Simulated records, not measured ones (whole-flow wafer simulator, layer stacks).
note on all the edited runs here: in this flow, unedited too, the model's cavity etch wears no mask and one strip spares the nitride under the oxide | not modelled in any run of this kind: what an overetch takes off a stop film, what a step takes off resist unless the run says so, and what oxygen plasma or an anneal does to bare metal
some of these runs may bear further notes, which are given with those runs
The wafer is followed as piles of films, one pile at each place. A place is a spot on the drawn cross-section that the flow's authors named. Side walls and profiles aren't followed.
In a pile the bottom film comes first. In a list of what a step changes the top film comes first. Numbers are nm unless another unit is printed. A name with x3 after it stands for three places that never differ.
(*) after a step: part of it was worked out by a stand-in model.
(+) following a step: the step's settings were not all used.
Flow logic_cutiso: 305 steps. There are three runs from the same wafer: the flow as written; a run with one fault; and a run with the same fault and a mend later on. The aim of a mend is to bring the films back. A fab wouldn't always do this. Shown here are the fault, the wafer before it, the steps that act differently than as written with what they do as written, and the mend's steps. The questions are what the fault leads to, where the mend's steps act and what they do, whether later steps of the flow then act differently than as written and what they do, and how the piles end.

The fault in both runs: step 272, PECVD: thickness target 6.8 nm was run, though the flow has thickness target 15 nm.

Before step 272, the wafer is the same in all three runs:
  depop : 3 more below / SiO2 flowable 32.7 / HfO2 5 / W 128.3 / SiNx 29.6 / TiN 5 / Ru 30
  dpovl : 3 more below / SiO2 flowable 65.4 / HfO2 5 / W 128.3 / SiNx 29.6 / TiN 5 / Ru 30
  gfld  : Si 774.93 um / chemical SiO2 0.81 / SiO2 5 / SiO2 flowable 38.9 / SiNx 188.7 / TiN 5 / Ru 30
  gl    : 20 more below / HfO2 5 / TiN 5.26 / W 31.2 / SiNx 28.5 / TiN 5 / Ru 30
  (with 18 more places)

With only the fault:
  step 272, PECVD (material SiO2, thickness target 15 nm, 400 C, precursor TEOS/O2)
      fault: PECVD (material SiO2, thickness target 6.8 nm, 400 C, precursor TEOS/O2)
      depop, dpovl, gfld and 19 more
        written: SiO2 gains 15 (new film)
        fault: SiO2 gains 6.8 (new film)
  Steps further on in the flow that do not act as written (4 other steps are not shown; they differ only slightly, by no more than 2% or 0.5 nm, whichever is larger):
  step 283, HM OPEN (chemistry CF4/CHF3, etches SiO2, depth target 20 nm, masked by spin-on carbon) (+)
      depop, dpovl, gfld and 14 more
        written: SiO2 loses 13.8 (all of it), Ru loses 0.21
        fault: SiO2 loses 5.63 (all of it), Ru loses 0.09
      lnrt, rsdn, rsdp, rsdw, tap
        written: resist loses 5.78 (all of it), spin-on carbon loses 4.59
        fault: resist loses 5.78 (all of it), spin-on carbon loses 0.86
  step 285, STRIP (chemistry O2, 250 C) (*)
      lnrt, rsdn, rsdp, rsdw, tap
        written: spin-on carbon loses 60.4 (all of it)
        fault: spin-on carbon loses 64.1 (all of it)
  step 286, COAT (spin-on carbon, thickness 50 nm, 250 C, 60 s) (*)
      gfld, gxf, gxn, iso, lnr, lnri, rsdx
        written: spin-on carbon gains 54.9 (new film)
        fault: spin-on carbon gains 52.3 (new film)
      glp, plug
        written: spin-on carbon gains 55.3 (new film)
        fault: spin-on carbon gains 52.4 (new film)
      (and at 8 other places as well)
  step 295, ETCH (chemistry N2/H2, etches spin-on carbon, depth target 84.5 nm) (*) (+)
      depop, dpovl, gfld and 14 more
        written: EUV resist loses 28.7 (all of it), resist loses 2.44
        fault: EUV resist loses 28.7 (all of it), resist loses 2.98
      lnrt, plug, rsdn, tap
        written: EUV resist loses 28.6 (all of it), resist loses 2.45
        fault: EUV resist loses 28.7 (all of it), resist loses 2.98
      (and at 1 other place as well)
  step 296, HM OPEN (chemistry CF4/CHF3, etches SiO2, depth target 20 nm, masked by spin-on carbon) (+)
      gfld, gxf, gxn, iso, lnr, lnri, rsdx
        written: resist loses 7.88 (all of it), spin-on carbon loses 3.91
        fault: resist loses 7.17 (all of it), spin-on carbon loses 0.39
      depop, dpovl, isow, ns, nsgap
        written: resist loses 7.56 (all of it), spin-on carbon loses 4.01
        fault: resist loses 7.02 (all of it), spin-on carbon loses 0.44
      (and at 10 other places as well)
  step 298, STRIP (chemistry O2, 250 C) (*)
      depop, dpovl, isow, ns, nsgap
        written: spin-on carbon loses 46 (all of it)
        fault: spin-on carbon loses 49.6 (all of it)
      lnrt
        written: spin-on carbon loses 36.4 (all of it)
        fault: spin-on carbon loses 45.2 (all of it)
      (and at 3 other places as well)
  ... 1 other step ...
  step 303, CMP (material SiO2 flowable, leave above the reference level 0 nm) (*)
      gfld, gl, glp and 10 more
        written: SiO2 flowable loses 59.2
        fault: SiO2 flowable loses 56.8
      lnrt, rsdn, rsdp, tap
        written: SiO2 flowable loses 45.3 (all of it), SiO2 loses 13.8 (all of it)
        fault: SiO2 flowable loses 51.1 (all of it), SiO2 loses 5.63 (all of it)
  At the end the piles are close to the flow's at the places that both follow, differing by at most 2% or 0.5 nm, whichever is larger.

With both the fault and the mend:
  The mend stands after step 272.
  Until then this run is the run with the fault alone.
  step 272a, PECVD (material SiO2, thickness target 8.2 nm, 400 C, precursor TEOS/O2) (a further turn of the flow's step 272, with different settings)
      depop, dpovl, gfld and 19 more
        SiO2 gains 8.2
  Later steps of the flow that are run all act as written at every place that is followed.
  The piles end the same as the flow's at every place that both follow.
